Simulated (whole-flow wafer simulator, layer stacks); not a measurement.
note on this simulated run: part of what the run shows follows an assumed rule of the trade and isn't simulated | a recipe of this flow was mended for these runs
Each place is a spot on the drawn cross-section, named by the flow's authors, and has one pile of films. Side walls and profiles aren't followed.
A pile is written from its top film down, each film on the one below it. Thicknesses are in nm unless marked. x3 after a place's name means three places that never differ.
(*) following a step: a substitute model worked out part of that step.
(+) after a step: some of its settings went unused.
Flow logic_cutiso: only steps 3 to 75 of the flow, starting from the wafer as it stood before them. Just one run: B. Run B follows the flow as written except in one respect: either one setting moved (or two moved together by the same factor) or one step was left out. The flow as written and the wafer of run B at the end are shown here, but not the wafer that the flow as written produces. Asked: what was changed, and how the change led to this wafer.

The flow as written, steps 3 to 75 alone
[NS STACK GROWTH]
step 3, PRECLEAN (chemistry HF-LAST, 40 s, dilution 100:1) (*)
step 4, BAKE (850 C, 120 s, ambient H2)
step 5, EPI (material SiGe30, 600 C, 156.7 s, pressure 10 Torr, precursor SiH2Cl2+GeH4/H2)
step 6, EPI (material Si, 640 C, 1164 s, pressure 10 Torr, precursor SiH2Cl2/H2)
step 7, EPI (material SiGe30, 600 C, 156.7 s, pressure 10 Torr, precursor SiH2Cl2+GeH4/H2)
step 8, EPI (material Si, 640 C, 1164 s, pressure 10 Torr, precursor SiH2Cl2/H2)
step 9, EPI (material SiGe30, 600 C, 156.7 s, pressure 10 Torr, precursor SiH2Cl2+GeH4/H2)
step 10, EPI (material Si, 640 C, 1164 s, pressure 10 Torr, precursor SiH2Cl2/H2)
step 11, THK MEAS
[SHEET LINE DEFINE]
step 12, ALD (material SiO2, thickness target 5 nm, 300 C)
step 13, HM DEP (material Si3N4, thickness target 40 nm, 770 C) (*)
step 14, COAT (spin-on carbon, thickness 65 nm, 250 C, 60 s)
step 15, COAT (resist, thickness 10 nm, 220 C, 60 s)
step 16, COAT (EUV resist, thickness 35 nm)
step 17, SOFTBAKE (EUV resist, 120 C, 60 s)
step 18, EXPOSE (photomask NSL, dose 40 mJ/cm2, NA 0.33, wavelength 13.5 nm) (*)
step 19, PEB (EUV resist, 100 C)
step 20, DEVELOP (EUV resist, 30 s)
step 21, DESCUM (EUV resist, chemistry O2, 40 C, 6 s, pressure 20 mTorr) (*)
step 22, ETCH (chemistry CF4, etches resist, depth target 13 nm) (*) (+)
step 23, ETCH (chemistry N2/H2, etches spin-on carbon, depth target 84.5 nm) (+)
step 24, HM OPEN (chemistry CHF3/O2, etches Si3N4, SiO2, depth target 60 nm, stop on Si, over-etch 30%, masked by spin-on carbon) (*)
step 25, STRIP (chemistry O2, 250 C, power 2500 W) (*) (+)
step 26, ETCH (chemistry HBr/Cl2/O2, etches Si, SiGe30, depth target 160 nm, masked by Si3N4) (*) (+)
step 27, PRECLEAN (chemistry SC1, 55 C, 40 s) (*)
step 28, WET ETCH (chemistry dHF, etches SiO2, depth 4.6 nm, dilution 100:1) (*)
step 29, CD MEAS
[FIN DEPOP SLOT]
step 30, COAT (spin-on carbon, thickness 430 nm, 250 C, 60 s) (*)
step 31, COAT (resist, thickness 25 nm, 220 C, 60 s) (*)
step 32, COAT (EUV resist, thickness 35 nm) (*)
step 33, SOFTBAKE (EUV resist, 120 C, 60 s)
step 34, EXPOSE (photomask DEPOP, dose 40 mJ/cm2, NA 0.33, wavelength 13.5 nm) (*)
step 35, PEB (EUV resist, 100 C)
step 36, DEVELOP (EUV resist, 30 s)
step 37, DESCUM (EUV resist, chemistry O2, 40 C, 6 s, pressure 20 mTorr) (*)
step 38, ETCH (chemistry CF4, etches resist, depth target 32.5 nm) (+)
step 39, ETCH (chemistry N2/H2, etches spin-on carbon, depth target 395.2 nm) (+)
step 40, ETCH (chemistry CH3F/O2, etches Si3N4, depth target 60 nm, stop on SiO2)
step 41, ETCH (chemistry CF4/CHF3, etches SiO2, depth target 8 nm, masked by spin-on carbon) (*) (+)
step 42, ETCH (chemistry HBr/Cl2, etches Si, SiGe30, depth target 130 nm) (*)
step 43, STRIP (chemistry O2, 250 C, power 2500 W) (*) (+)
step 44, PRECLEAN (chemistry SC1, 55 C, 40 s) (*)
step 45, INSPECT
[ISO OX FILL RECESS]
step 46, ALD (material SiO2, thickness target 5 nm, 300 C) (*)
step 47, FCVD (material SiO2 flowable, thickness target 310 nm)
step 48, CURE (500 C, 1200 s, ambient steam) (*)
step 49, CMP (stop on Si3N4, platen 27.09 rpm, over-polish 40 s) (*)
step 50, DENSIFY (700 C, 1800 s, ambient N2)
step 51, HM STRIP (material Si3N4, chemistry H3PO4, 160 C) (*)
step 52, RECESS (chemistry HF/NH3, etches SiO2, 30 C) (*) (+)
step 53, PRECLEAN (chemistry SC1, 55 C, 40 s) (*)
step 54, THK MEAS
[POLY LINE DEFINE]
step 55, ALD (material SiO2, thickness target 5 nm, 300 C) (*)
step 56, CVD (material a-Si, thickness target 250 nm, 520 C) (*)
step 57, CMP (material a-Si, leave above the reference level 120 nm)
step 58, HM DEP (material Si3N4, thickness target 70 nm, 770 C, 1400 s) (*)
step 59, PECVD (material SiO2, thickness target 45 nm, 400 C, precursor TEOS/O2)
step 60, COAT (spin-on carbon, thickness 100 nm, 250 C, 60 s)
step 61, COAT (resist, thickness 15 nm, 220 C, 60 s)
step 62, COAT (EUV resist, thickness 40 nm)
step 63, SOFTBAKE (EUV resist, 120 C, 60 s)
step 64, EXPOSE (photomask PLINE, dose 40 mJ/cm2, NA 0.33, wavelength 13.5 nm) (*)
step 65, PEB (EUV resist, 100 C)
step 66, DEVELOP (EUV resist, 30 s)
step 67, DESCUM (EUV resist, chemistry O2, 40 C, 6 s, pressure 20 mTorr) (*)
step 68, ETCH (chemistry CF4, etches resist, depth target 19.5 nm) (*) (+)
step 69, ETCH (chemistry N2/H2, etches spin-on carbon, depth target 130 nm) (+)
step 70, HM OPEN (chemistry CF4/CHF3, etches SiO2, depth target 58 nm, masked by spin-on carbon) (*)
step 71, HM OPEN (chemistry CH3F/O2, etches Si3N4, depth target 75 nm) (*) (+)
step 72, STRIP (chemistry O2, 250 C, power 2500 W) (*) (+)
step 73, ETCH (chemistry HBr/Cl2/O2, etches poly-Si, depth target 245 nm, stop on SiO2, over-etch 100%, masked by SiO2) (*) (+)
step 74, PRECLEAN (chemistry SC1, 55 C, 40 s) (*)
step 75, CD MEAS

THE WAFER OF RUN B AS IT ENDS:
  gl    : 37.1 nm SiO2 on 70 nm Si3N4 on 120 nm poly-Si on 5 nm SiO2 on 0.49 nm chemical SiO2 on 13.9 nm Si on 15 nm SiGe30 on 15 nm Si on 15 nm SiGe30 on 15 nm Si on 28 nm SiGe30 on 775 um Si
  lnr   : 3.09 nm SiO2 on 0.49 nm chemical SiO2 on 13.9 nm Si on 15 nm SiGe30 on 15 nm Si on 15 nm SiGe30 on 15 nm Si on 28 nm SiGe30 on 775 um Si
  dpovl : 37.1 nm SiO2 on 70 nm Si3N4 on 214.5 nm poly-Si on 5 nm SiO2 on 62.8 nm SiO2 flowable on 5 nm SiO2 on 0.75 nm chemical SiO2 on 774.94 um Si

Cause: step 5, EPI: 635 C was run, while the flow as written has 600 C.

Step by step, how the change led to this:
  step 5, EPI (material SiGe30, 600 C, 156.7 s, pressure 10 Torr, precursor SiH2Cl2+GeH4/H2)
      depop, dpovl, gfld and 19 more: +28 SiGe30 (new film) (it would be, as written: +15 SiGe30 (new film))
  step 26, ETCH (chemistry HBr/Cl2/O2, etches Si, SiGe30, depth target 160 nm, masked by Si3N4) (*) (+)
      dpovl, gfld, gxf, iso, isow, lnri, nsgap: -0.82 chemical SiO2 (all of it), -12 Si (all of it), -15 SiGe30 (all of it), -15 Si (all of it), -15 SiGe30 (all of it), -15 Si (all of it), -28 SiGe30 (all of it), -60 Si (it would be, as written: -0.82 chemical SiO2 (all of it), -12 Si (all of it), -15 SiGe30 (all of it), -15 Si (all of it), -15 SiGe30 (all of it), -15 Si (all of it), -15 SiGe30 (all of it), -73 Si)
  step 42, ETCH (chemistry HBr/Cl2, etches Si, SiGe30, depth target 130 nm) (*)
      depop: -13.8 Si (all of it), -15 SiGe30 (all of it), -15 Si (all of it), -15 SiGe30 (all of it), -15 Si (all of it), -28 SiGe30 (all of it), -28.2 Si (it would be, as written: -13.8 Si (all of it), -15 SiGe30 (all of it), -15 Si (all of it), -15 SiGe30 (all of it), -15 Si (all of it), -15 SiGe30 (all of it), -41.2 Si)
